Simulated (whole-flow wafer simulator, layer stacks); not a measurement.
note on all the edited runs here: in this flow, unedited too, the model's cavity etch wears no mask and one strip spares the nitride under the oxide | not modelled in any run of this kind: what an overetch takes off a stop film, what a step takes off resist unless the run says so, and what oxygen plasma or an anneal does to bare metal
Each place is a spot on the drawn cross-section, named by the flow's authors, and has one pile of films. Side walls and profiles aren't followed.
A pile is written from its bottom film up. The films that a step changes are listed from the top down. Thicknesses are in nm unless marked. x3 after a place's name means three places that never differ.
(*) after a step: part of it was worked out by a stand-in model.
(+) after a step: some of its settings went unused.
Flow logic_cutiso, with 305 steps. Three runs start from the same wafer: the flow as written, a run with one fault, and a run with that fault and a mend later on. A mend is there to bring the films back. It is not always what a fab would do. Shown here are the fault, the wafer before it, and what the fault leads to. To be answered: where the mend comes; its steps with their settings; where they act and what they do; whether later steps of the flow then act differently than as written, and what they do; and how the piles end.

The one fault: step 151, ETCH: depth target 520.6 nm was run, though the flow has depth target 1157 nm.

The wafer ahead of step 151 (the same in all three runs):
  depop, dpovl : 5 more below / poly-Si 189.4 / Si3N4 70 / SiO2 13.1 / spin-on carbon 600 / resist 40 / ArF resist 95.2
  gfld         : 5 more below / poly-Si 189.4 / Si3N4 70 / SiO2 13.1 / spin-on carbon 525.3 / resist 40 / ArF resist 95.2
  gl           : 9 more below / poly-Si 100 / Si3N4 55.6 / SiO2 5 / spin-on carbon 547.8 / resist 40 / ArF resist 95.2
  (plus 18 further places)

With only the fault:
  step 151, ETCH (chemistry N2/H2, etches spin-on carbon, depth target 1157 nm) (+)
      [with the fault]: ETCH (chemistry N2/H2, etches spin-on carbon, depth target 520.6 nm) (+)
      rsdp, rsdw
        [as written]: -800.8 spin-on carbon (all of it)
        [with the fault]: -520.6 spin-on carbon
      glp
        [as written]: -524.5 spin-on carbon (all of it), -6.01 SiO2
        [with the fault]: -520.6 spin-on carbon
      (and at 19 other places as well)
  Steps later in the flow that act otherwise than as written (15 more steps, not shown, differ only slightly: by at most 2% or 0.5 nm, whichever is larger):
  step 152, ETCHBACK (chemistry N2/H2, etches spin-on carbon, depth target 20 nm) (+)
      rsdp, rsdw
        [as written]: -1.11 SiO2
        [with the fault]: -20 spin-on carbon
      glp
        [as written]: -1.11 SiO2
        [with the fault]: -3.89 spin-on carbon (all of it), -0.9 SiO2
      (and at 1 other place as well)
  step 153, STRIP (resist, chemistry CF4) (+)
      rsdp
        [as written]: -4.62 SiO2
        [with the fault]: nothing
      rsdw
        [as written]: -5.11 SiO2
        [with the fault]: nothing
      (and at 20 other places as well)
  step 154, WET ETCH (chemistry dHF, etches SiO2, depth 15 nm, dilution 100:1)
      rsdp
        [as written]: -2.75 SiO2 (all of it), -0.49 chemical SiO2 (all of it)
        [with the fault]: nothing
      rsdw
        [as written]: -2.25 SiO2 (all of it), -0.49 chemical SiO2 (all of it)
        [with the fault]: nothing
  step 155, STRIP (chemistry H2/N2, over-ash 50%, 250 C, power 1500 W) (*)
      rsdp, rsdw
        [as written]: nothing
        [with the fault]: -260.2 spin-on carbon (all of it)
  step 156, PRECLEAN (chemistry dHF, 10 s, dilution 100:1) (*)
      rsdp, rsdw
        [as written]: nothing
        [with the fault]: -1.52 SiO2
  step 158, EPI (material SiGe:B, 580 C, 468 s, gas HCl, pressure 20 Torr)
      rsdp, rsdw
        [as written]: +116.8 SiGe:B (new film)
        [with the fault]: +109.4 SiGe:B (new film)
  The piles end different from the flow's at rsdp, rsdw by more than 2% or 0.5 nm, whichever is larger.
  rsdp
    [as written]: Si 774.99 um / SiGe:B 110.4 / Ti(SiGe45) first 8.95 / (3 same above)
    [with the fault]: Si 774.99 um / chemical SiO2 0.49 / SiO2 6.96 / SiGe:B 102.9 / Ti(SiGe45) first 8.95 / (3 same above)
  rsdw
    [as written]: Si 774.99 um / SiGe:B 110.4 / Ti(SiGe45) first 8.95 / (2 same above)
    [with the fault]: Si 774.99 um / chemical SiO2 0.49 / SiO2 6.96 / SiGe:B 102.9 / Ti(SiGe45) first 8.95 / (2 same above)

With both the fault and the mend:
  After step 151 comes the mend.
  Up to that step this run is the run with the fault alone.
  step 151a, ETCH (chemistry N2/H2, etches spin-on carbon, depth target 636.4 nm) (+) (the flow's step 151, run once more with other settings)
      depop, dpovl, gfld and 14 more
        -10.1 resist
      rsdp, rsdw
        -280.2 spin-on carbon (all of it)
      glp
        -3.89 spin-on carbon (all of it), -6.01 SiO2
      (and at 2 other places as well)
  Every later step of the flow that is run acts as written at every place that is followed.
  At every place that both follow, the piles at the end match the flow's.
